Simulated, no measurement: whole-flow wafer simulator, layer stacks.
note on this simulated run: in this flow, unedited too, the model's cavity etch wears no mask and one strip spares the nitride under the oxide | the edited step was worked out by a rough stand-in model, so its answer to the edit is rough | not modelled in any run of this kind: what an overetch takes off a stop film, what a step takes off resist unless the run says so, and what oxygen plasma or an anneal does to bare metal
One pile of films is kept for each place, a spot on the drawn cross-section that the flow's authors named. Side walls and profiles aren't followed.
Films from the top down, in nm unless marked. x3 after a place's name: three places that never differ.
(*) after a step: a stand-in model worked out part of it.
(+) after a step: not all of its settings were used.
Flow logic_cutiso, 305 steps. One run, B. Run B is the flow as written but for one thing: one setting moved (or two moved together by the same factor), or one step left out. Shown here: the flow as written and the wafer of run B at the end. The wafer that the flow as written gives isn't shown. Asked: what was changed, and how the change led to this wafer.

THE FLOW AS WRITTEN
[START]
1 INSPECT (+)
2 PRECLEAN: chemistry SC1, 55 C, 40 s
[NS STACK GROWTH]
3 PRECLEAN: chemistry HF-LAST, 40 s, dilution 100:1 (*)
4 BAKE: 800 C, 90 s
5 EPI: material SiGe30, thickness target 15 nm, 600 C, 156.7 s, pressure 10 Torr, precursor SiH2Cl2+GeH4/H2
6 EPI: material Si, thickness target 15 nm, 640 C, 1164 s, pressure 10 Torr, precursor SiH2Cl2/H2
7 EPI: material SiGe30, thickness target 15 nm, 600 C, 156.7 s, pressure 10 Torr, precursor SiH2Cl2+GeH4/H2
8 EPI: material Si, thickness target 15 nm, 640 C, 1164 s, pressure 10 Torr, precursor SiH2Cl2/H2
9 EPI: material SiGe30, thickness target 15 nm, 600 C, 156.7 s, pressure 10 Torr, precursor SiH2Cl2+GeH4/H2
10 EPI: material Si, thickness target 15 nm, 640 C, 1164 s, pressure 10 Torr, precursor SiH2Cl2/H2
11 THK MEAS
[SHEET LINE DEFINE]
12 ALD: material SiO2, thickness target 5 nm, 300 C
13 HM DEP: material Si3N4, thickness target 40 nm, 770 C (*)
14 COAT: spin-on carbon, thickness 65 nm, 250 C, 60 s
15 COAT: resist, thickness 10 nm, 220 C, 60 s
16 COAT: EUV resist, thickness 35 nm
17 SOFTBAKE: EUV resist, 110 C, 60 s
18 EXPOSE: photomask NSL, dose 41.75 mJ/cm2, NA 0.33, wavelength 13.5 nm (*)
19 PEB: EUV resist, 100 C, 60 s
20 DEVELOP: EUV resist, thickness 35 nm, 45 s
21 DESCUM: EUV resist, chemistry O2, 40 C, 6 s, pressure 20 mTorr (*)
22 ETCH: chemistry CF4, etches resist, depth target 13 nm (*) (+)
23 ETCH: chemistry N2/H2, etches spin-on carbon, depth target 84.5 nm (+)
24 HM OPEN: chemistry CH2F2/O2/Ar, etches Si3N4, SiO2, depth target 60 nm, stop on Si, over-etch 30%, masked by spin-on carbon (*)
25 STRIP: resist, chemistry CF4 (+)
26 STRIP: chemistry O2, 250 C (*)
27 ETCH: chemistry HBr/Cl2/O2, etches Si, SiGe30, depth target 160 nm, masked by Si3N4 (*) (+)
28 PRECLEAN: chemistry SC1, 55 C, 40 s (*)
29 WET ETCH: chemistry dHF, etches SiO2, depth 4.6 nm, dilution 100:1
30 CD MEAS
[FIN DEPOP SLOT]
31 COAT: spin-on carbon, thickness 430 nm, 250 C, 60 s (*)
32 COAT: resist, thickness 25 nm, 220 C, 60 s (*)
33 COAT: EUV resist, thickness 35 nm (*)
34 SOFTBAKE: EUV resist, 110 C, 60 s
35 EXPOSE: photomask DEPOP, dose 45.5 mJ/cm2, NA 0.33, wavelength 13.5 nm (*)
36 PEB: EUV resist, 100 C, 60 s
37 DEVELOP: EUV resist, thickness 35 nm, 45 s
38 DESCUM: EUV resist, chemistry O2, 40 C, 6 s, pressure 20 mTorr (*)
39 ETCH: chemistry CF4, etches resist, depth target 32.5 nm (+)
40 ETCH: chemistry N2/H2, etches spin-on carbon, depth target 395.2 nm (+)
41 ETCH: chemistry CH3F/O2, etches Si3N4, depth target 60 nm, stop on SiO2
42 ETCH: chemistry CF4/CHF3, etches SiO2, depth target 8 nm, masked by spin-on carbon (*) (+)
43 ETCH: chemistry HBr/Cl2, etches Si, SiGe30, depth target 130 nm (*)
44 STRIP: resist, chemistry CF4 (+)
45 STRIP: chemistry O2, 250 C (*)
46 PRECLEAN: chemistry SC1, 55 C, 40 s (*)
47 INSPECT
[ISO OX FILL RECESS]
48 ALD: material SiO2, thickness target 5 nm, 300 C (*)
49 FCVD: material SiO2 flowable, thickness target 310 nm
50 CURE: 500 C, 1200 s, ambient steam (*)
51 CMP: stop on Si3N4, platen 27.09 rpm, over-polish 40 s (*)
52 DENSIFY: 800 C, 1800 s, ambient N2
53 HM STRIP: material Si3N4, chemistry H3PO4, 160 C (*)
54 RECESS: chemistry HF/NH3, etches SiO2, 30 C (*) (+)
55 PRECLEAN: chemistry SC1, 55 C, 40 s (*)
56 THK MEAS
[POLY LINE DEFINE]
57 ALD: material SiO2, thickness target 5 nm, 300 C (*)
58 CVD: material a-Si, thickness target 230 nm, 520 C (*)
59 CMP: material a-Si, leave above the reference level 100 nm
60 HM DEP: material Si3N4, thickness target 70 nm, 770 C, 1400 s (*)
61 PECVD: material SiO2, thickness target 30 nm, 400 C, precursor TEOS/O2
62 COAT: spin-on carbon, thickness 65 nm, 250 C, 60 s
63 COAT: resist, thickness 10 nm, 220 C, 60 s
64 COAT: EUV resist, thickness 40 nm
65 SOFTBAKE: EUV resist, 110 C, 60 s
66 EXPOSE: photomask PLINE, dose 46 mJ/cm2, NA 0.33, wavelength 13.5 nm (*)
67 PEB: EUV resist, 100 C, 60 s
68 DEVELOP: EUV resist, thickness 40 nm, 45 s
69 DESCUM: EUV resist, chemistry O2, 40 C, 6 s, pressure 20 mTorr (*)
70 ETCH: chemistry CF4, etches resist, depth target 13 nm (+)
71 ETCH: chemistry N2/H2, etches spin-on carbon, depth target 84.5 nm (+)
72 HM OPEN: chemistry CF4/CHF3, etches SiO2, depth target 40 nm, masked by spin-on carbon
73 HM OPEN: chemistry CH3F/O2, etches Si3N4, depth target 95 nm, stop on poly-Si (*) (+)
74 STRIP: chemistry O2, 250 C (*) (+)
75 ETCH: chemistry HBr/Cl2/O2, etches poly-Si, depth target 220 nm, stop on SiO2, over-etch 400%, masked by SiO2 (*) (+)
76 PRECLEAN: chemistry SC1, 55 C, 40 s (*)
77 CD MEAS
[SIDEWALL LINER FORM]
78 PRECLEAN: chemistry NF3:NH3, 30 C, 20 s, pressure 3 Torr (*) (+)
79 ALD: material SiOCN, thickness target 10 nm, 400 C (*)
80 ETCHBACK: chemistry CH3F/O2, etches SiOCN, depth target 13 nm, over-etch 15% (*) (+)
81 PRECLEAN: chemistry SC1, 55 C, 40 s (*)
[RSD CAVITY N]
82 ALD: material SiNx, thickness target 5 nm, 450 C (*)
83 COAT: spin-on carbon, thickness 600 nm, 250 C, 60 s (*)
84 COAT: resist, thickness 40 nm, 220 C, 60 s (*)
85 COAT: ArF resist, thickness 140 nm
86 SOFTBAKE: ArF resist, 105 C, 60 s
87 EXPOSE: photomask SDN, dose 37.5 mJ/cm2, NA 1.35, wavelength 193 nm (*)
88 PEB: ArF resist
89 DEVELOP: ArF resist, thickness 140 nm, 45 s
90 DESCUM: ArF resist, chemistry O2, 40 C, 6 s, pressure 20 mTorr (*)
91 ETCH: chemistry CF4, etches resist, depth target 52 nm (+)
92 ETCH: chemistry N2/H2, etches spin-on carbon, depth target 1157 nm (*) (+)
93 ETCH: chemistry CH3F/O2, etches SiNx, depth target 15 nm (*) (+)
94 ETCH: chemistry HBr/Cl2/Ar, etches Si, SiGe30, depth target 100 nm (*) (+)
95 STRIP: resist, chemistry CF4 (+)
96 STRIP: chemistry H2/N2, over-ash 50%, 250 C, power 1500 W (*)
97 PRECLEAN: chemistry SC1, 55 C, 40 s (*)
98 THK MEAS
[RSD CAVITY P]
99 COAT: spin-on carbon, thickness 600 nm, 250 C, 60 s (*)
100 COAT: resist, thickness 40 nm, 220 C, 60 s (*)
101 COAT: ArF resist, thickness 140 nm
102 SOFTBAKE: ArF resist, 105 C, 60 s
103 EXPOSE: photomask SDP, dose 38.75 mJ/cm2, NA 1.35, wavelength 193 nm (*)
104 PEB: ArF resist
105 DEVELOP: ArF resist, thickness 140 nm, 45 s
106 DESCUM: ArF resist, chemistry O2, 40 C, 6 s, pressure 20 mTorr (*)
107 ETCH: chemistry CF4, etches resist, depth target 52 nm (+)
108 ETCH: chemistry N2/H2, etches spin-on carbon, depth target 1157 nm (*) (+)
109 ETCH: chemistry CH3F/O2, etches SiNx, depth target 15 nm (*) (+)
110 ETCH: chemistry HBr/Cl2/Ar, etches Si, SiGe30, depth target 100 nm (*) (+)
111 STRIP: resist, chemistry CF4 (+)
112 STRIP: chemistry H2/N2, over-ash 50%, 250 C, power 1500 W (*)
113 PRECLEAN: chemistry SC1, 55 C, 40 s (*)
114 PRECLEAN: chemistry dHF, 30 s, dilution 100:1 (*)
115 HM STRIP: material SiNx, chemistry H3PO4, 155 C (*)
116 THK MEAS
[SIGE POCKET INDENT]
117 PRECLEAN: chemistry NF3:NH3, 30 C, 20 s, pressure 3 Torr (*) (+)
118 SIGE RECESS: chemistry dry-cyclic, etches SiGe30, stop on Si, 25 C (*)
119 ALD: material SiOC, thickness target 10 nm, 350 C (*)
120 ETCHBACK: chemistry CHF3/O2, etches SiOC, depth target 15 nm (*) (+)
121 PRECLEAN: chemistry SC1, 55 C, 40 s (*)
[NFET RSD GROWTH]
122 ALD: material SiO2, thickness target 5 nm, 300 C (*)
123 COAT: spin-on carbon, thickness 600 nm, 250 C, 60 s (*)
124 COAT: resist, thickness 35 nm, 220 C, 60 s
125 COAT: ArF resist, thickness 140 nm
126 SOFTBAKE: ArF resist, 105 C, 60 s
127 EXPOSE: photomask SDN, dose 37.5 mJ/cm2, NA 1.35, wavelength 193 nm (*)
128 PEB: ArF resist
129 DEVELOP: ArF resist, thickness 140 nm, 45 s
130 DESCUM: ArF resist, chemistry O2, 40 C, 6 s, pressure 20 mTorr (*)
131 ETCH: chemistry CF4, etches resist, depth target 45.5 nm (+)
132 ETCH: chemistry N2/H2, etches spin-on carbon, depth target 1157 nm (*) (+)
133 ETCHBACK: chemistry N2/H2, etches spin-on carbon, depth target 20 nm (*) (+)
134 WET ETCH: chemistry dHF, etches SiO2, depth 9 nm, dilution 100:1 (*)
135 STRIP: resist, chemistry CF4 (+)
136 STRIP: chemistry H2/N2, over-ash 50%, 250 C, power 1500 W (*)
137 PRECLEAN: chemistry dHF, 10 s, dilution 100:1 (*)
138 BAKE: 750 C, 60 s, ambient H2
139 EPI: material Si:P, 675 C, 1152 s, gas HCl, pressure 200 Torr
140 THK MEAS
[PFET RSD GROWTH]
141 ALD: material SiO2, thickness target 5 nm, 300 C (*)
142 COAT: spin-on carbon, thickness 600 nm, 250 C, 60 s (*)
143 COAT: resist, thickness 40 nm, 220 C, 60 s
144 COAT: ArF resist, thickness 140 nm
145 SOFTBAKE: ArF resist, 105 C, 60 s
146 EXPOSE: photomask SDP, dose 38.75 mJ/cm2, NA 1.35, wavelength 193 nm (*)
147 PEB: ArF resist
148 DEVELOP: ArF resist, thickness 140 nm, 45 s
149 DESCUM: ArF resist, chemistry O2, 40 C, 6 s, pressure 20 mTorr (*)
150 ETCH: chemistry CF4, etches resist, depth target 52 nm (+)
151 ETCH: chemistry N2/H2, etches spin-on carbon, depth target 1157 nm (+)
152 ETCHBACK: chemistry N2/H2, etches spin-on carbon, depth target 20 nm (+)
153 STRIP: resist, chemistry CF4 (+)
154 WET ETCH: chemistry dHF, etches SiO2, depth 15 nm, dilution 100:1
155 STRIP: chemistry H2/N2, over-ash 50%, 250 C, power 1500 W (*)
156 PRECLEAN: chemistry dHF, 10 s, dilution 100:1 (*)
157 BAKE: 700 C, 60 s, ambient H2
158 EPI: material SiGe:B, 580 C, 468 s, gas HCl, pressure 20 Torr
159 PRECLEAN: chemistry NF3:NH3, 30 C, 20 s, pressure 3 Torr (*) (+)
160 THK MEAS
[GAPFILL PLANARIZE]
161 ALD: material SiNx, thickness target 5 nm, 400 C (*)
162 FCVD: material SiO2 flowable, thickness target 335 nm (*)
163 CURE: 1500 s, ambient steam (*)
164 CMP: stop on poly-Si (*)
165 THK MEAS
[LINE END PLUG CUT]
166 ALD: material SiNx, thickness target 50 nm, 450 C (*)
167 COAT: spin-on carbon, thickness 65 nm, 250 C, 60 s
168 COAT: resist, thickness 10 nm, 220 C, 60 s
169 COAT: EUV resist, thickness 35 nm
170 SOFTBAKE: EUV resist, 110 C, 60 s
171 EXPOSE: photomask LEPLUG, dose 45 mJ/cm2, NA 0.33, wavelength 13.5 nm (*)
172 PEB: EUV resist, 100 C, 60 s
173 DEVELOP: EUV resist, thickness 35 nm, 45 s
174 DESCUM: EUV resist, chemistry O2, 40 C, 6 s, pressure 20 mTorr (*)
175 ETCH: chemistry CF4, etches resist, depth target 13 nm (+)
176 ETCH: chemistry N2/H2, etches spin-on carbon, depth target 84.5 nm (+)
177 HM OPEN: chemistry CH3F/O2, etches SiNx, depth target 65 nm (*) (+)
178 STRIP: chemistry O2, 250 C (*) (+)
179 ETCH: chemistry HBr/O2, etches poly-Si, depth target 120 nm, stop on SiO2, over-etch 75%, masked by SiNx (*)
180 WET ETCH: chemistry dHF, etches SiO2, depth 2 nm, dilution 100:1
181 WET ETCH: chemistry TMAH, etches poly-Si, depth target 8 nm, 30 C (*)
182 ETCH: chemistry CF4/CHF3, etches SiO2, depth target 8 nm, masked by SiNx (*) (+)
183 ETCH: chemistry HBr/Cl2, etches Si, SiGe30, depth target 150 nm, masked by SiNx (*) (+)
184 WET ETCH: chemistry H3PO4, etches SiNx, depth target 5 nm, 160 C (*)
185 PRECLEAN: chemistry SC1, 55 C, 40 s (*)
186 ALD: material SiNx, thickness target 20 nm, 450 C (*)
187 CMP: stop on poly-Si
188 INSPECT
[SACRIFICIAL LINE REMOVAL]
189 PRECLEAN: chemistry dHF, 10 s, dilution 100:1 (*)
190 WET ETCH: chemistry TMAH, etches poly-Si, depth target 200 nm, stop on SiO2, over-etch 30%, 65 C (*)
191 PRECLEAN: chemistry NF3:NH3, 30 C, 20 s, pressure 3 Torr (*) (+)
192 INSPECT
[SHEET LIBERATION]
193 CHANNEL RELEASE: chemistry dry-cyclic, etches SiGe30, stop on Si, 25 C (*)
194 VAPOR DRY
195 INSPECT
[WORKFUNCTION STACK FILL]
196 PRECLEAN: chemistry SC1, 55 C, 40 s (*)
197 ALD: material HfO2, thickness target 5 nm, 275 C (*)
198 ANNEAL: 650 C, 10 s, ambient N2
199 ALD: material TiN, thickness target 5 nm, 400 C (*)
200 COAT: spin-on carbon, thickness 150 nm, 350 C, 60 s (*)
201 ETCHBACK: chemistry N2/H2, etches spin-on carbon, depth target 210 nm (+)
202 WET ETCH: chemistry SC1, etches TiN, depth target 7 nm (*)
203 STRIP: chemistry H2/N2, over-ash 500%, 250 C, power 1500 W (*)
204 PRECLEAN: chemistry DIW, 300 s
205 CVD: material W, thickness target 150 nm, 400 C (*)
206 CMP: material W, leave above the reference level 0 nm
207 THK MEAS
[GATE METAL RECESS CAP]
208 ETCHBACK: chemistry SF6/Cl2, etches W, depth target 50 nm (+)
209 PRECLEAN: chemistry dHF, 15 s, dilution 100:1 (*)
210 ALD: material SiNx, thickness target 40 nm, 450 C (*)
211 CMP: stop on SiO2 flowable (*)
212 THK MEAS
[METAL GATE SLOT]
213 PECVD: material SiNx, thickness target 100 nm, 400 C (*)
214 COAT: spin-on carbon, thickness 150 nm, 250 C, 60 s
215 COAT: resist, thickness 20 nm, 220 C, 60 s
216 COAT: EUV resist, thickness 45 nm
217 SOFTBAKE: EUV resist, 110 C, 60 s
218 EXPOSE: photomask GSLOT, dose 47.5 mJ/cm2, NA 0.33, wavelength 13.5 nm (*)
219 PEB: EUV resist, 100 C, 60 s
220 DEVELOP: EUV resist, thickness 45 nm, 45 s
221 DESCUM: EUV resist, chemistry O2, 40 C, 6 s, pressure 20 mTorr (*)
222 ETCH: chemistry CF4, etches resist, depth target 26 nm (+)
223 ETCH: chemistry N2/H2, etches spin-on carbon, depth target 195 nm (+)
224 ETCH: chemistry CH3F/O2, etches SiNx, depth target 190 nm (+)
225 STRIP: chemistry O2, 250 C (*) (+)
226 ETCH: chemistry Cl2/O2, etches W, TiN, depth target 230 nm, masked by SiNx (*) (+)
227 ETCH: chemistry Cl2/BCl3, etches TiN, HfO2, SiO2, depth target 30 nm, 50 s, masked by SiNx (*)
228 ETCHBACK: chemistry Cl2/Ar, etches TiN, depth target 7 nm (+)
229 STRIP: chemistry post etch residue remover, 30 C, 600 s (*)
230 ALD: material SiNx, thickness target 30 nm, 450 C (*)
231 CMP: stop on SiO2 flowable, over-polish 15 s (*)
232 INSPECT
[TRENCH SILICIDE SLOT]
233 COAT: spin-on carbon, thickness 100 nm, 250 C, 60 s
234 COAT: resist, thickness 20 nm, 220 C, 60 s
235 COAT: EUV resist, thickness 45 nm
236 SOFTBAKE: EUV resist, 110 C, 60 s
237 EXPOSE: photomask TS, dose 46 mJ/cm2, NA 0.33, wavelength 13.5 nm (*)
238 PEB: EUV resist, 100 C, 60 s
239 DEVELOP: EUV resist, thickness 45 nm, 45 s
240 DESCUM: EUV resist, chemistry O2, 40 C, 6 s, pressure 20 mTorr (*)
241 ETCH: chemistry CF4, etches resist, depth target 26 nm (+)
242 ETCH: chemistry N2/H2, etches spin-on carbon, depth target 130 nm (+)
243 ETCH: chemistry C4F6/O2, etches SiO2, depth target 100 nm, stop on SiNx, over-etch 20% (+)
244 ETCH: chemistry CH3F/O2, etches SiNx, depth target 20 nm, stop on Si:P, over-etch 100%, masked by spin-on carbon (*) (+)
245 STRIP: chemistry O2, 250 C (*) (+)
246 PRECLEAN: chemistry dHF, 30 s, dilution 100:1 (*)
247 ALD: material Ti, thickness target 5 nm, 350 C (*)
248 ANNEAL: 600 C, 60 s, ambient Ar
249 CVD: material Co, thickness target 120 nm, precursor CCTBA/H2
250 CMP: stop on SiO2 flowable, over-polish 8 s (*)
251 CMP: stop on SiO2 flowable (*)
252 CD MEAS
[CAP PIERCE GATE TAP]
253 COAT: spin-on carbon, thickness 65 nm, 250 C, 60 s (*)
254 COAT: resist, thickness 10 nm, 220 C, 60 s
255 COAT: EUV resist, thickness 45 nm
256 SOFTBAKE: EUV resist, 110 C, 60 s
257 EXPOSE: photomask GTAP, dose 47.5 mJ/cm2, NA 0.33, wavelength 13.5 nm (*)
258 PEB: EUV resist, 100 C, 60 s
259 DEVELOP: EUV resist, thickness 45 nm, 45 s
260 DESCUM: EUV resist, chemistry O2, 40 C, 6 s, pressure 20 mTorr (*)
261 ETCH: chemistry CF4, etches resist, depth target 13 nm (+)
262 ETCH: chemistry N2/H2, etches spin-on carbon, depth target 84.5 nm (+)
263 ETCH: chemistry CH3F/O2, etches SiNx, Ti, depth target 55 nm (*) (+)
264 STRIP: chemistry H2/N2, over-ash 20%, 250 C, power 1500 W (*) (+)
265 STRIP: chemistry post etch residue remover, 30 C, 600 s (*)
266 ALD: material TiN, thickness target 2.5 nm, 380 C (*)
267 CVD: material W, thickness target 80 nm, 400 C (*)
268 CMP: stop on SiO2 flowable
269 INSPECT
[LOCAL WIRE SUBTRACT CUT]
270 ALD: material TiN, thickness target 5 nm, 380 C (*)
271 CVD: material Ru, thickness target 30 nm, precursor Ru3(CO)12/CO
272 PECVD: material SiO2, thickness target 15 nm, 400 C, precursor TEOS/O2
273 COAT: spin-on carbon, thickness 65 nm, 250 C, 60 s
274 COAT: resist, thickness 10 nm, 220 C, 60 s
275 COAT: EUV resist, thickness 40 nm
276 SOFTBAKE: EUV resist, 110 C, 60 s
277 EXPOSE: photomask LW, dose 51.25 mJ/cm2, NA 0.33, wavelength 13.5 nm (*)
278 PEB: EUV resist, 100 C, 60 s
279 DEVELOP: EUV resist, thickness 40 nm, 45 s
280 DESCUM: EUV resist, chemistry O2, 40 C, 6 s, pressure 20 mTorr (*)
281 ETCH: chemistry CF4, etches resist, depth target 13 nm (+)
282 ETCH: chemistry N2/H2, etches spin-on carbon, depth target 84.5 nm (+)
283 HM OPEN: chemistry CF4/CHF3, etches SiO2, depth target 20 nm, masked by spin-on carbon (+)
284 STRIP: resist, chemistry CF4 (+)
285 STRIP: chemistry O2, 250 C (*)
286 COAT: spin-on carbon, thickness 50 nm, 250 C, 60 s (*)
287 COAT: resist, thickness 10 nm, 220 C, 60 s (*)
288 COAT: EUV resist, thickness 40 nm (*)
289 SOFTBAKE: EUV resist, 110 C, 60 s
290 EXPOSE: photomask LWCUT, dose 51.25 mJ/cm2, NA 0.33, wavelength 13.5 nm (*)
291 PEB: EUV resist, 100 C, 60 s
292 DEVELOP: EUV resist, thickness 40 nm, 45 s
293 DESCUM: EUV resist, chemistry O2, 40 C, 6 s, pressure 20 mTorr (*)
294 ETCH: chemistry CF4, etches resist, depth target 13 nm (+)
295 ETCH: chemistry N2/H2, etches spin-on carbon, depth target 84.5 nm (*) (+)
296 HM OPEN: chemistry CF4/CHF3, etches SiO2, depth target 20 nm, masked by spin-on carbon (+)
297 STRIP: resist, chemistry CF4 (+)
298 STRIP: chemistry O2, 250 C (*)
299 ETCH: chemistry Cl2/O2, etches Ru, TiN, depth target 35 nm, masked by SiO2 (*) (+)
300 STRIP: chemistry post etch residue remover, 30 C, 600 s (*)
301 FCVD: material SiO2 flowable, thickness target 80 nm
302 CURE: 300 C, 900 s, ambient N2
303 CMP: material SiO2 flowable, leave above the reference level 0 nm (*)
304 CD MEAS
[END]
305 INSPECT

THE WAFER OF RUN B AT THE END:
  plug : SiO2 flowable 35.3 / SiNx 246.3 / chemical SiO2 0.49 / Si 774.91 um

The cause: step 183, ETCH: depth target 176.2 nm was run, where the flow has depth target 150 nm.

How the change led to this, step by step:
  183 ETCH: chemistry HBr/Cl2, etches Si, SiGe30, depth target 150 nm, masked by SiNx (*) (+)
      depop, dpovl, gfld and 18 more: SiNx -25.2 (as written it would be: SiNx -21.4)
      plug: Si -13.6 (all of it), SiGe30 -15 (all of it), Si -15 (all of it), SiGe30 -15 (all of it), Si -15 (all of it), SiGe30 -15 (all of it), Si -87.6 (as written it would be: Si -13.6 (all of it), SiGe30 -15 (all of it), Si -15 (all of it), SiGe30 -15 (all of it), Si -15 (all of it), SiGe30 -15 (all of it), Si -61.4)
  186 ALD: material SiNx, thickness target 20 nm, 450 C (*)
      plug: SiNx +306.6 (new film) (as written it would be: SiNx +284.2 (new film))
  187 CMP: stop on poly-Si
      depop, dpovl, gfld and 18 more: SiNx -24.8 (all of it) (as written it would be: SiNx -28.6 (all of it))
      plug: SiNx -24.8 (as written it would be: SiNx -28.6)
